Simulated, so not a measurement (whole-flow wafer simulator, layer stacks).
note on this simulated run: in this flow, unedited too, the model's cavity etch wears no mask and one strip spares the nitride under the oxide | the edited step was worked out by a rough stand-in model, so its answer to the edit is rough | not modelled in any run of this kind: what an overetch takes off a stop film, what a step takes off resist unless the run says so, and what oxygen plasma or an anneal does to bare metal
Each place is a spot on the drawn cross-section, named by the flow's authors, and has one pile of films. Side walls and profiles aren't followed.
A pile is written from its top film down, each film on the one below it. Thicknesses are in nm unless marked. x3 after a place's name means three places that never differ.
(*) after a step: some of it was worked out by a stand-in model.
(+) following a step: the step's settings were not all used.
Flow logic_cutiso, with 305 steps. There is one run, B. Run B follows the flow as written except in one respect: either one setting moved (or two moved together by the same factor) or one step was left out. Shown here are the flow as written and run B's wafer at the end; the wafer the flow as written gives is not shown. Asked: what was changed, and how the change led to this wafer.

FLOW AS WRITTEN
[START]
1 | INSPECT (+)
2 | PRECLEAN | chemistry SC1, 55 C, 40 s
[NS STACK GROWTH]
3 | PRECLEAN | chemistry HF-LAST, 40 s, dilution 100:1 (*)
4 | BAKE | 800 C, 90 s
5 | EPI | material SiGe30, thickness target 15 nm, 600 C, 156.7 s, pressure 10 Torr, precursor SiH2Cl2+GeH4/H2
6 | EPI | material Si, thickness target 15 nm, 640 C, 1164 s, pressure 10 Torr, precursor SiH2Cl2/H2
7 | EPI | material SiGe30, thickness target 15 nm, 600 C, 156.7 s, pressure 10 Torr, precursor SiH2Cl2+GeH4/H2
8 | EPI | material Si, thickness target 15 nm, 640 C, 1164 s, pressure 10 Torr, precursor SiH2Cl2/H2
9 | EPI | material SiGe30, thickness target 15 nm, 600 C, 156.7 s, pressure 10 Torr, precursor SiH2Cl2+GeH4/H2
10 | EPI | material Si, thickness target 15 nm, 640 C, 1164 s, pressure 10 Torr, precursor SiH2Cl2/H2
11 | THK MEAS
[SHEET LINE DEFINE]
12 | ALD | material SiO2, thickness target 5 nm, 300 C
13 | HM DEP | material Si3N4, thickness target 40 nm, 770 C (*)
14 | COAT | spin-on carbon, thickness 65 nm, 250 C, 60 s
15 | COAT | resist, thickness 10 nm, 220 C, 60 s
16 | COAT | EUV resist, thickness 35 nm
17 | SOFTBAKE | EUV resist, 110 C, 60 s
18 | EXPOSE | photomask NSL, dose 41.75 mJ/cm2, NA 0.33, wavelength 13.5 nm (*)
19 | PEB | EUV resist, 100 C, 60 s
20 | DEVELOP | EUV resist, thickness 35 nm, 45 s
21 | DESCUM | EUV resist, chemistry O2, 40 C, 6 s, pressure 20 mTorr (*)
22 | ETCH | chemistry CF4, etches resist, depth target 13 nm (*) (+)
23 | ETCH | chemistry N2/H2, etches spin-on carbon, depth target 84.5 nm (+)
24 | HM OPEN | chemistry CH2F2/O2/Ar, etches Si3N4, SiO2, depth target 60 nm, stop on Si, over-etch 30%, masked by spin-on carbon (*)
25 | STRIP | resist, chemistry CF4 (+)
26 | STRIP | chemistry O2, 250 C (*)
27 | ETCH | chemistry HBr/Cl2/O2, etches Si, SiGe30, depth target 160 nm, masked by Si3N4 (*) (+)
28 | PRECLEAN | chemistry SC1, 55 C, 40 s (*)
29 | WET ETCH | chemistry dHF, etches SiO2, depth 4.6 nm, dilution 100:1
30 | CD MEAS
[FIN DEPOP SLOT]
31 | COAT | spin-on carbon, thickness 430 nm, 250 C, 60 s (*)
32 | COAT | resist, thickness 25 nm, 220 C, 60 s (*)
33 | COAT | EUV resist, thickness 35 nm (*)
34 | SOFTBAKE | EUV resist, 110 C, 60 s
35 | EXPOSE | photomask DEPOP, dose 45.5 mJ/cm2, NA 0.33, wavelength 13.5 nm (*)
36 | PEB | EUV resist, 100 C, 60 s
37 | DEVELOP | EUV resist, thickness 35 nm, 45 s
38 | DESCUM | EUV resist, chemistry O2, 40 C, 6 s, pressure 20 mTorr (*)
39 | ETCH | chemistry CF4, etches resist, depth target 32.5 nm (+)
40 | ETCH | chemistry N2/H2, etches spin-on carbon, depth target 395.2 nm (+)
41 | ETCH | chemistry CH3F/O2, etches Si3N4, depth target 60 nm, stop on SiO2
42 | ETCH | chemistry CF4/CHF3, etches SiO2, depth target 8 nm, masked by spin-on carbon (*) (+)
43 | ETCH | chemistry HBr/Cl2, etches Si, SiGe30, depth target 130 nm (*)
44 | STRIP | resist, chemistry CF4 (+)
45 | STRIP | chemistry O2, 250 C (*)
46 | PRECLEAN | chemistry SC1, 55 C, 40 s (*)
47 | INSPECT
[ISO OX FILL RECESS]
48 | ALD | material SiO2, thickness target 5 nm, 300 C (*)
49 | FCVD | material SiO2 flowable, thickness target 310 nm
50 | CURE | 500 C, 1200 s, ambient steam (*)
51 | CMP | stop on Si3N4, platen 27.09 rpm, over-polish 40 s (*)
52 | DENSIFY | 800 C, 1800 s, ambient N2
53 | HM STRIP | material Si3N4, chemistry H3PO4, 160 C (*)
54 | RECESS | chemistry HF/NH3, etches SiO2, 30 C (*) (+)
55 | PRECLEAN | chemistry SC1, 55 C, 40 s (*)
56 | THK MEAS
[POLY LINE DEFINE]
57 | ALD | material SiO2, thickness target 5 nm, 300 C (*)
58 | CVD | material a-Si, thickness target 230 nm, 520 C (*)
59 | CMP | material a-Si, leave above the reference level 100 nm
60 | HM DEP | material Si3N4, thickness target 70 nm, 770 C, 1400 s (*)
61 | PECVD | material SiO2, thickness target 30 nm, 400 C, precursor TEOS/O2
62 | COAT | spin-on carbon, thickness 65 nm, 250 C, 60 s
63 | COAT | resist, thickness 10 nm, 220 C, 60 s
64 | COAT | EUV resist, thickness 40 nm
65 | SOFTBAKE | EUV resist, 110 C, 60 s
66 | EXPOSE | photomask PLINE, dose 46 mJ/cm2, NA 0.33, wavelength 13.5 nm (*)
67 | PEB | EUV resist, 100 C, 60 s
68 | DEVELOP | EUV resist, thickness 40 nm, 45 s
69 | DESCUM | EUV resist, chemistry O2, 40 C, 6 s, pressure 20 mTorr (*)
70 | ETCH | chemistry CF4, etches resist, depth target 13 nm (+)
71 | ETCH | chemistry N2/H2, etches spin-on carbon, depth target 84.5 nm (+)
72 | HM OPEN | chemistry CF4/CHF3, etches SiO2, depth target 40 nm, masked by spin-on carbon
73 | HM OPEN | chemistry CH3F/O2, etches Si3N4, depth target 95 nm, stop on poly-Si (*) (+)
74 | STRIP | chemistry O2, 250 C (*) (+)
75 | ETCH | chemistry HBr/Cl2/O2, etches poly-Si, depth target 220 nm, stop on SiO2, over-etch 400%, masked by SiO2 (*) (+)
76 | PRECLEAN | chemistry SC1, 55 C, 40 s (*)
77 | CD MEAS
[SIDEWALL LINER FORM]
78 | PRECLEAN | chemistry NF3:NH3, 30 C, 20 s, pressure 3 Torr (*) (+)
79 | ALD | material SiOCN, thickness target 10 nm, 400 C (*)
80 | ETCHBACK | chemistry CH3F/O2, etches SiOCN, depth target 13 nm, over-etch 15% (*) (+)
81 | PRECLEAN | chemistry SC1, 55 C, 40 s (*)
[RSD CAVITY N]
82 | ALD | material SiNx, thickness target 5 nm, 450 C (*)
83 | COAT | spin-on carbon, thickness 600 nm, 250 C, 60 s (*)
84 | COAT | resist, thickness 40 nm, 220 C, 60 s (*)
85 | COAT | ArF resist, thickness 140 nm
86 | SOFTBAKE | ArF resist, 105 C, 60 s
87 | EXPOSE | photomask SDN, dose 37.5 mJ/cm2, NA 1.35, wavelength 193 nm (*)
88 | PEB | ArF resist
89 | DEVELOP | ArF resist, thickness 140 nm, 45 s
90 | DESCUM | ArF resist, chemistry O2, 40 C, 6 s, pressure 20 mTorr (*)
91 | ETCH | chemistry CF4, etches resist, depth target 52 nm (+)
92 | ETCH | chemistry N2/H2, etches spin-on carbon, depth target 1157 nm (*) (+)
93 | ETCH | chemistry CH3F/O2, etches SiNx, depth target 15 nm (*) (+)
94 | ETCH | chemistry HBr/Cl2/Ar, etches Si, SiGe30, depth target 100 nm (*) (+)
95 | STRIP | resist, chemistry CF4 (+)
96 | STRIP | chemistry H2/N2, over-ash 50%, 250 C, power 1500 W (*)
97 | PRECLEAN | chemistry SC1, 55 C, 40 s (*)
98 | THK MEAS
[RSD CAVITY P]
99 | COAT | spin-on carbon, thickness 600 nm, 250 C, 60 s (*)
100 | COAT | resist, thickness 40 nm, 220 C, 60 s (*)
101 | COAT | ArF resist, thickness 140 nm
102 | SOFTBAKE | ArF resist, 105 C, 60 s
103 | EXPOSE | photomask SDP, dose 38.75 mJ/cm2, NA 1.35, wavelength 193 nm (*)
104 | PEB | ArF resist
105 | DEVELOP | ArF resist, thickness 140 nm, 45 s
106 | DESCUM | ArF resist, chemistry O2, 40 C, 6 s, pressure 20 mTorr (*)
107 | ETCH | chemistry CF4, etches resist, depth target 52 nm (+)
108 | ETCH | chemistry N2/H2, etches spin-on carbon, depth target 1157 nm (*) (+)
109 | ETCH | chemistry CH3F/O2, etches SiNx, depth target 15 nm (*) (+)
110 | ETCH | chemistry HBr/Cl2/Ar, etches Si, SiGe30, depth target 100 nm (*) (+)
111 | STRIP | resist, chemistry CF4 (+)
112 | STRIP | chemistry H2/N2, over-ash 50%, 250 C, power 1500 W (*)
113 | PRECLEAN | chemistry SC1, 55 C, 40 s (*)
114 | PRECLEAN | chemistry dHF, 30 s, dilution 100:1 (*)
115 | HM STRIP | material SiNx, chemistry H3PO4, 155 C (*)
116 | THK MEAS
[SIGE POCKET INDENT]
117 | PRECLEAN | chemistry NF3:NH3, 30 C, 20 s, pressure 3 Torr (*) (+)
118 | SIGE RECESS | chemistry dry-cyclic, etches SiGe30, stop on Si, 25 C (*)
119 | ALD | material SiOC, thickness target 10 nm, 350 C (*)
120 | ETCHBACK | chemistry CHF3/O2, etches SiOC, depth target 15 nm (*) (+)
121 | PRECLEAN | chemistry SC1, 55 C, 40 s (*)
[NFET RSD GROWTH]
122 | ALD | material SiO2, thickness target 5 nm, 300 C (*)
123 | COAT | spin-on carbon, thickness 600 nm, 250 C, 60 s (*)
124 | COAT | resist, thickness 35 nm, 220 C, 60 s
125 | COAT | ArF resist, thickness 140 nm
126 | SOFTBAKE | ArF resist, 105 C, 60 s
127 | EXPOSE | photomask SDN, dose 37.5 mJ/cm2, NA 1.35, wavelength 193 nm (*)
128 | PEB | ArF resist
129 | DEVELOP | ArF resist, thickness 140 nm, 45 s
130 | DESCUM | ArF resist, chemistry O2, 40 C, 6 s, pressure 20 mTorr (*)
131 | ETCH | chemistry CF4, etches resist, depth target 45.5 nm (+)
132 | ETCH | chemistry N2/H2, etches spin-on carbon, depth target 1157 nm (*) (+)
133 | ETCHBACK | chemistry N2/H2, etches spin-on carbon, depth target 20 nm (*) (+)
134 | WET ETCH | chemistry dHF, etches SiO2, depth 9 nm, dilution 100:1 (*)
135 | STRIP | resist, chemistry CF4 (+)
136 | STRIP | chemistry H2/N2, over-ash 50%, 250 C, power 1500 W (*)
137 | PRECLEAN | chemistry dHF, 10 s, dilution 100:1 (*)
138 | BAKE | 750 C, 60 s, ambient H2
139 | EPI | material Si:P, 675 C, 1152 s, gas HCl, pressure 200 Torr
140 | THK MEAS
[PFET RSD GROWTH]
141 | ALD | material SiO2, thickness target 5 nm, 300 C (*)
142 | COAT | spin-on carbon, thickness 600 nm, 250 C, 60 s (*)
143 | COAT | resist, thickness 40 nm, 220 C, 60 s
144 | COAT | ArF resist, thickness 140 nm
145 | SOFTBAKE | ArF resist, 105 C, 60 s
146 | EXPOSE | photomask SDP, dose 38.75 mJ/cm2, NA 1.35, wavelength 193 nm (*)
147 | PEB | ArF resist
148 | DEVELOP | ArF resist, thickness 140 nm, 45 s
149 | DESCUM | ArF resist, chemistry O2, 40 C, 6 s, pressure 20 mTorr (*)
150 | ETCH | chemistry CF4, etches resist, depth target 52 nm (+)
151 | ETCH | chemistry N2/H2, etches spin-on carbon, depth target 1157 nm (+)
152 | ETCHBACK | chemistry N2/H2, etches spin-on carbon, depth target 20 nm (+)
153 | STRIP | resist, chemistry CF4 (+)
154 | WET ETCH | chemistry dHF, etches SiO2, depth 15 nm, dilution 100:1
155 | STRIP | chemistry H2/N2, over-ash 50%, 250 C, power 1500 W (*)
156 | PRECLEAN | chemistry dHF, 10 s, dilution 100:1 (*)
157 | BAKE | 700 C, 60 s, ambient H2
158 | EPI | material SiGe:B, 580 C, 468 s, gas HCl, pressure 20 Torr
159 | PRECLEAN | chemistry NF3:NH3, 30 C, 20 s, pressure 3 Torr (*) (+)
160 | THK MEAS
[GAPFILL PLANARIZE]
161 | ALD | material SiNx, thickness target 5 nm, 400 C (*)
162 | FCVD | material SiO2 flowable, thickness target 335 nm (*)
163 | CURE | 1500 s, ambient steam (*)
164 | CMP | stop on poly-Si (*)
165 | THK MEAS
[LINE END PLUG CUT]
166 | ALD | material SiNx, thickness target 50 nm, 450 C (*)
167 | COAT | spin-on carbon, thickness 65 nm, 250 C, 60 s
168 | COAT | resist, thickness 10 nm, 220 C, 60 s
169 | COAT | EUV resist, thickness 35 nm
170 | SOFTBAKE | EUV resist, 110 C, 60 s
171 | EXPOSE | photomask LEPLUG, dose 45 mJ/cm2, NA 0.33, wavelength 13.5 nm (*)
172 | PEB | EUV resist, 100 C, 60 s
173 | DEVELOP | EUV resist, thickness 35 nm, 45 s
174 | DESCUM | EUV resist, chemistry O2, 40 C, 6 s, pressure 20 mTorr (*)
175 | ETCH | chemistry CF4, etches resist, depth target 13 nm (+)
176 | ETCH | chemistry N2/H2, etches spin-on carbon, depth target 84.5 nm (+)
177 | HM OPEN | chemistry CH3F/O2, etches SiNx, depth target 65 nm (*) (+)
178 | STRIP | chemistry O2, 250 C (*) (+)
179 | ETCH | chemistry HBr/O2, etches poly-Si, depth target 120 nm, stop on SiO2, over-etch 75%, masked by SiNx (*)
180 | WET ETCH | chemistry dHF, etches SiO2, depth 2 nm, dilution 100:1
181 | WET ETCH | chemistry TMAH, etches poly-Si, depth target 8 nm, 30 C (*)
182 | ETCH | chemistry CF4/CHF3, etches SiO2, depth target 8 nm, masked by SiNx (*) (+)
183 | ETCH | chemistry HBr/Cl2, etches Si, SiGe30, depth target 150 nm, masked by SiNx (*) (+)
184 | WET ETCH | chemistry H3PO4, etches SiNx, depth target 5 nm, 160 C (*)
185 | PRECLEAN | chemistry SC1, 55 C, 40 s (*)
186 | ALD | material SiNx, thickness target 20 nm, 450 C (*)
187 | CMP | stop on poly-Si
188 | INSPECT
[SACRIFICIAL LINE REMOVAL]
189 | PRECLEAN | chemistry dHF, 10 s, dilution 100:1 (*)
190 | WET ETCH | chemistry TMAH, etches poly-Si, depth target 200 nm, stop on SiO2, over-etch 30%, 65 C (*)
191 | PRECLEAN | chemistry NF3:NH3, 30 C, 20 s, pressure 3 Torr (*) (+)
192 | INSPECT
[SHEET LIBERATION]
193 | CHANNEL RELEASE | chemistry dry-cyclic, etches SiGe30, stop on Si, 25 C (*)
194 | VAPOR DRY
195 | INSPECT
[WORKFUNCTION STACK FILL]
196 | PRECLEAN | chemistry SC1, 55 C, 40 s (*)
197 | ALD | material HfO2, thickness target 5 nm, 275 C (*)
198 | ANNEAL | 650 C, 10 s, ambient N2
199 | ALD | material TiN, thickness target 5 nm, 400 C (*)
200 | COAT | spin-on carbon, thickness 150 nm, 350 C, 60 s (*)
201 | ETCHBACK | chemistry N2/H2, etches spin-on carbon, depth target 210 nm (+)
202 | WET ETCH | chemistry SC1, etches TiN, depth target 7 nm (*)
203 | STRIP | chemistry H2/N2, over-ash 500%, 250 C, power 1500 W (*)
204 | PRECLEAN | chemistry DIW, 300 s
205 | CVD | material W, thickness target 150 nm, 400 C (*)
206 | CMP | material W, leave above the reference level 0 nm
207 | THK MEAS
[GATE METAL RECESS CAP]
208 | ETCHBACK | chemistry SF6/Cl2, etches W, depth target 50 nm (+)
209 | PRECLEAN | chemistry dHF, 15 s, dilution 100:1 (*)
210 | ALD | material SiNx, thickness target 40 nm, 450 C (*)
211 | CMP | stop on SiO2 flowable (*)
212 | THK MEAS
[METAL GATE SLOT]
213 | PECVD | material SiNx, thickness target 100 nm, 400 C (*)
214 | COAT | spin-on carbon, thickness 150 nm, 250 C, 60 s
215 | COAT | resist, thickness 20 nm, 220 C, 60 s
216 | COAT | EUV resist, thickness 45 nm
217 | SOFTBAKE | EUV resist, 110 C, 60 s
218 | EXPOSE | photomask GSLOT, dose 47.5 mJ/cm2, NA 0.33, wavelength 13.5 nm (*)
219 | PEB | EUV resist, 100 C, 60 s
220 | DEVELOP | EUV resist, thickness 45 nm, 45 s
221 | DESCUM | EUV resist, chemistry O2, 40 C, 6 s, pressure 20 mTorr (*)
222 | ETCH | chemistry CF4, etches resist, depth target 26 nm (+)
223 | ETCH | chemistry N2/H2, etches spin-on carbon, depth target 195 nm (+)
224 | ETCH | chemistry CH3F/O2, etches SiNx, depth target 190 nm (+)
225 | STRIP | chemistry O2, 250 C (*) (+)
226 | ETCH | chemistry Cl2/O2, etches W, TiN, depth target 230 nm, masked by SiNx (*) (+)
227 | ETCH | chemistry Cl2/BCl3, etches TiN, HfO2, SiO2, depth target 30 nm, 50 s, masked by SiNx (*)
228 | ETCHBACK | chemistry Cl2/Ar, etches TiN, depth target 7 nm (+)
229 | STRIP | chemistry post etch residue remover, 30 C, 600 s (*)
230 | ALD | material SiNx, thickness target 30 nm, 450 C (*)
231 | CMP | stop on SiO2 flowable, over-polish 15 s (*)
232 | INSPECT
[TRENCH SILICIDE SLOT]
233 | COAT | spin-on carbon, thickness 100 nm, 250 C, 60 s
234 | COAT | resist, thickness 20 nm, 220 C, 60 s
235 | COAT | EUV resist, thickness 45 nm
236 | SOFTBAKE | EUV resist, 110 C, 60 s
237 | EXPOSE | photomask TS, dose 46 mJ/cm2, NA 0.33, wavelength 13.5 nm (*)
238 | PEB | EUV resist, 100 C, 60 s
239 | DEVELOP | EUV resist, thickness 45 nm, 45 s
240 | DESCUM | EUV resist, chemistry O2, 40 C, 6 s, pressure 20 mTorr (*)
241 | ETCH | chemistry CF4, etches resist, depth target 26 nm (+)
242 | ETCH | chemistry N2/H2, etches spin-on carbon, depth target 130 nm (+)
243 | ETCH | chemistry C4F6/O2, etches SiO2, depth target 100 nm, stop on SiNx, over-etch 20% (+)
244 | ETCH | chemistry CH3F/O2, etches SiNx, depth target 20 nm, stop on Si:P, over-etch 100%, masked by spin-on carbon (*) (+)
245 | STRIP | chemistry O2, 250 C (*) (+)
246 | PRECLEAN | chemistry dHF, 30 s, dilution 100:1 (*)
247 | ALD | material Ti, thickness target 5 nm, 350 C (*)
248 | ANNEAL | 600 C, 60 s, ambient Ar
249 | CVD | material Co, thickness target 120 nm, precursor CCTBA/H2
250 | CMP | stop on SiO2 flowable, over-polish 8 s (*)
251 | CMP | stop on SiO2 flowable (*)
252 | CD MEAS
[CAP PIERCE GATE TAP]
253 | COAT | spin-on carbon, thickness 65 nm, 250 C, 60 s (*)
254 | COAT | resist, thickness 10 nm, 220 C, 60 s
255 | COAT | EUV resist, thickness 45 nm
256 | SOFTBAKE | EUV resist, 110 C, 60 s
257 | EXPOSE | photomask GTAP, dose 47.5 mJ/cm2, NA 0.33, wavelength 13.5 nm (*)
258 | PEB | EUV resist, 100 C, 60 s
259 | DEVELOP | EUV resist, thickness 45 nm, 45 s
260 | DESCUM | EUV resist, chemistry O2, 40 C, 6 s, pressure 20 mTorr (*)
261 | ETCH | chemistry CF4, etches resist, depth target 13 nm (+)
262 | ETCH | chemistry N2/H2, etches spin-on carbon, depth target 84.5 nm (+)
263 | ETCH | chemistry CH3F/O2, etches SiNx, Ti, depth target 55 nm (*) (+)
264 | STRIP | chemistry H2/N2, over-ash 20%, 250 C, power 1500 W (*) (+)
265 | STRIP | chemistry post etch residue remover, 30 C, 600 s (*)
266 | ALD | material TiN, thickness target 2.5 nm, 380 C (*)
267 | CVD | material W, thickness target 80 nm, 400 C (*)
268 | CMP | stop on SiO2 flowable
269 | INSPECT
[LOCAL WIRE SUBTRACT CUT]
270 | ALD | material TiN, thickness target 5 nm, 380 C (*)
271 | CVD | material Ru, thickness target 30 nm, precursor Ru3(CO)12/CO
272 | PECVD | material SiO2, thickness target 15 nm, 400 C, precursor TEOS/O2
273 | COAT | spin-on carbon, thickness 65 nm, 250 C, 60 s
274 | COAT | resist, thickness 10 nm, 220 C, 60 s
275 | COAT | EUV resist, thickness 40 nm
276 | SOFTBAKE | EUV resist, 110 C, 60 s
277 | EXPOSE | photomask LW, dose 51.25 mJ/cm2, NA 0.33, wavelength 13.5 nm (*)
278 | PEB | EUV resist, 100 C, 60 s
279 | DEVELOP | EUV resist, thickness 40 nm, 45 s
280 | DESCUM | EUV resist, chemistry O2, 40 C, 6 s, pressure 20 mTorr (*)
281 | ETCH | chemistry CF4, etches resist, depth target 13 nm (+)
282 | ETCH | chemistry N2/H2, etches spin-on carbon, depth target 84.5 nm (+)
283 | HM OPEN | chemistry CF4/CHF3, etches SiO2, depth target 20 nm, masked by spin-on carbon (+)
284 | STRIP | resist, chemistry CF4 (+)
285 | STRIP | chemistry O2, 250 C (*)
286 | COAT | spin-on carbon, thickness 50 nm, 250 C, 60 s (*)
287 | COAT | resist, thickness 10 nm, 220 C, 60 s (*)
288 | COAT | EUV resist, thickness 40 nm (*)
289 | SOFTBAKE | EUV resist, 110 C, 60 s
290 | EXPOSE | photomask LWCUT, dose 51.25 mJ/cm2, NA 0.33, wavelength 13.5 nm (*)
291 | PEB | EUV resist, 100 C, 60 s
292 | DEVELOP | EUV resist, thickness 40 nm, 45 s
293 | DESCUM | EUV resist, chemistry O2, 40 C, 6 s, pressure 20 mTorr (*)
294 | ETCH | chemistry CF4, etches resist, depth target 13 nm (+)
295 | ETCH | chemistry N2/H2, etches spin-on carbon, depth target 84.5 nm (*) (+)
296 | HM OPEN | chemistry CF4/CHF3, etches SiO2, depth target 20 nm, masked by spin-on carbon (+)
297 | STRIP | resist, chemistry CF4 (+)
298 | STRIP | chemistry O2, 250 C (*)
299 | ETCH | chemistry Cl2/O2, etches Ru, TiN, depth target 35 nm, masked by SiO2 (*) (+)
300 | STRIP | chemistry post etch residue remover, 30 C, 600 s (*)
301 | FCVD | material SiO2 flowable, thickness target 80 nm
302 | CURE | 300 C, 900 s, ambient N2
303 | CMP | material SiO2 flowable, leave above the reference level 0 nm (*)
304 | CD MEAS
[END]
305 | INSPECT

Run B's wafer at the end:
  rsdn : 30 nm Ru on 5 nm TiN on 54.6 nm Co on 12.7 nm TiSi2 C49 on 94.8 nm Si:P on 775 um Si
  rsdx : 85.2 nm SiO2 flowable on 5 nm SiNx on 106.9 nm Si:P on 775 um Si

Cause: step 94, ETCH: depth target 90 nm was run, while the flow as written has depth target 100 nm.

The path from the change to this, step by step:
  94 | ETCH | chemistry HBr/Cl2/Ar, etches Si, SiGe30, depth target 100 nm (*) (+)
      rsdn, rsdx: -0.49 chemical SiO2 (all of it), -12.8 Si (all of it), -15 SiGe30 (all of it), -15 Si (all of it), -15 SiGe30 (all of it), -15 Si (all of it), -15 SiGe30 (all of it), -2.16 Si (as written it would have been: -0.49 chemical SiO2 (all of it), -12.8 Si (all of it), -15 SiGe30 (all of it), -15 Si (all of it), -15 SiGe30 (all of it), -15 Si (all of it), -15 SiGe30 (all of it), -12.2 Si)
  135 | STRIP | resist, chemistry CF4 (+)
      tap: -12.8 Si3N4 (as written it would have been: -12.2 Si3N4)
  139 | EPI | material Si:P, 675 C, 1152 s, gas HCl, pressure 200 Torr
      rsdn, rsdx: +106.9 Si:P (new film) (as written it would have been: +116.9 Si:P (new film))
